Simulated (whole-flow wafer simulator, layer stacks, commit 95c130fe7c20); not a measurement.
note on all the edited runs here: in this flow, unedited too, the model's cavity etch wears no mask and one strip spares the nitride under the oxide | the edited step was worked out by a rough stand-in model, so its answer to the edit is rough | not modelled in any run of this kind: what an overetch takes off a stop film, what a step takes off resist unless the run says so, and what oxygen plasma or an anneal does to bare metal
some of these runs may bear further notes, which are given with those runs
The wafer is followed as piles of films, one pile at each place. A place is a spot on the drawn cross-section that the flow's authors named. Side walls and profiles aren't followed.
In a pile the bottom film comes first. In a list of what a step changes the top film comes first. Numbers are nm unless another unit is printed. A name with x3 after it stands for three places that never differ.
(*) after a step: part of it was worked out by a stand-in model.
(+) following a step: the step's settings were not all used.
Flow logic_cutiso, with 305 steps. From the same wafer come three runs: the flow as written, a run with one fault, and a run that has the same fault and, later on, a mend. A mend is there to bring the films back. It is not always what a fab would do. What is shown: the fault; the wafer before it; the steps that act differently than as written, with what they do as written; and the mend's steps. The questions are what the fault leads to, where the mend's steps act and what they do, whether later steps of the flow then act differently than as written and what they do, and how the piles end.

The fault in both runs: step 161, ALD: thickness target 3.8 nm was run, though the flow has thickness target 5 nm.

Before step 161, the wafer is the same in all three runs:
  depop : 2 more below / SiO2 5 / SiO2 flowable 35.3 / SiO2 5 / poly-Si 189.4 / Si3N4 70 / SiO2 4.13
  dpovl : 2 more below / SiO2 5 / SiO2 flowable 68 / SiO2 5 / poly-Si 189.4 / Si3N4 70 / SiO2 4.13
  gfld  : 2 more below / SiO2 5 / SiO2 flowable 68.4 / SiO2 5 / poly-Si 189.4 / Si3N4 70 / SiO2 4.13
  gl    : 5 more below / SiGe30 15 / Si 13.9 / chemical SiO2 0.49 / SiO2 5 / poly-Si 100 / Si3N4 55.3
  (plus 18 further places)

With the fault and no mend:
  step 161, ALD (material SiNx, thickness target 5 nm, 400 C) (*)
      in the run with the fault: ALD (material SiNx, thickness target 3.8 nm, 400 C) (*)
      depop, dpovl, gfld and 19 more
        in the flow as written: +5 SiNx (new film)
        in the run with the fault: +3.8 SiNx (new film)
  Steps later in the flow that act otherwise than as written (not shown: 19 more steps that differ only slightly, by at most 2% or 0.5 nm, whichever is larger):
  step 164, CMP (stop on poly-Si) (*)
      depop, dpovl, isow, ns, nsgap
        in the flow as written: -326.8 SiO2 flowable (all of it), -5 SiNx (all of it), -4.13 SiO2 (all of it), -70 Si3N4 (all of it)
        in the run with the fault: -326.8 SiO2 flowable (all of it), -3.8 SiNx (all of it), -4.13 SiO2 (all of it), -70 Si3N4 (all of it)
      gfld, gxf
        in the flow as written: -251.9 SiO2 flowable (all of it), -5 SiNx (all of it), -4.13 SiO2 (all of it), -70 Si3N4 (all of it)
        in the run with the fault: -247 SiO2 flowable (all of it), -3.8 SiNx (all of it), -4.13 SiO2 (all of it), -70 Si3N4 (all of it)
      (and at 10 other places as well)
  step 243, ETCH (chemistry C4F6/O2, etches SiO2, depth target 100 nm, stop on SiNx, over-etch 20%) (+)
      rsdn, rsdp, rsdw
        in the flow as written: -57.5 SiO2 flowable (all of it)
        in the run with the fault: -58.7 SiO2 flowable (all of it)
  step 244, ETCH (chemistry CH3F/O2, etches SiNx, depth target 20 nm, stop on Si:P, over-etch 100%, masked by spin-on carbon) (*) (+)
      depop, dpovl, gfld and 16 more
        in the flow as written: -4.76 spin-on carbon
        in the run with the fault: -3.62 spin-on carbon
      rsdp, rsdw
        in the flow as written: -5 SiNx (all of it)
        in the run with the fault: -3.8 SiNx (all of it)
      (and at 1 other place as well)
  At iso, rsdx, the piles at the end differ from the flow's by more than 2% or 0.5 nm, whichever is larger.
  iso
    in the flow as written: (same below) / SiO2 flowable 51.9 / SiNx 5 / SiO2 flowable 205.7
    in the run with the fault: (same below) / SiO2 flowable 51.9 / SiNx 3.8 / SiO2 flowable 206.9
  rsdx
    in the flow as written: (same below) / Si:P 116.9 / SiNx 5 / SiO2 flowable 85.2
    in the run with the fault: (same below) / Si:P 116.9 / SiNx 3.8 / SiO2 flowable 86.5

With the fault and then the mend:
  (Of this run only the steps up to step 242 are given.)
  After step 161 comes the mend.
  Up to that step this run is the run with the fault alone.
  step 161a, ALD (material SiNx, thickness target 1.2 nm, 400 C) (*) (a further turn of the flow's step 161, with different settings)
      depop, dpovl, gfld and 19 more
        +1.2 SiNx
  Later steps of the flow up to step 242 that are run all act as written at every place that is followed, up to a difference of at most 2% or 0.5 nm, whichever is larger.
  At every place that both follow, the piles after step 242 match the flow's.
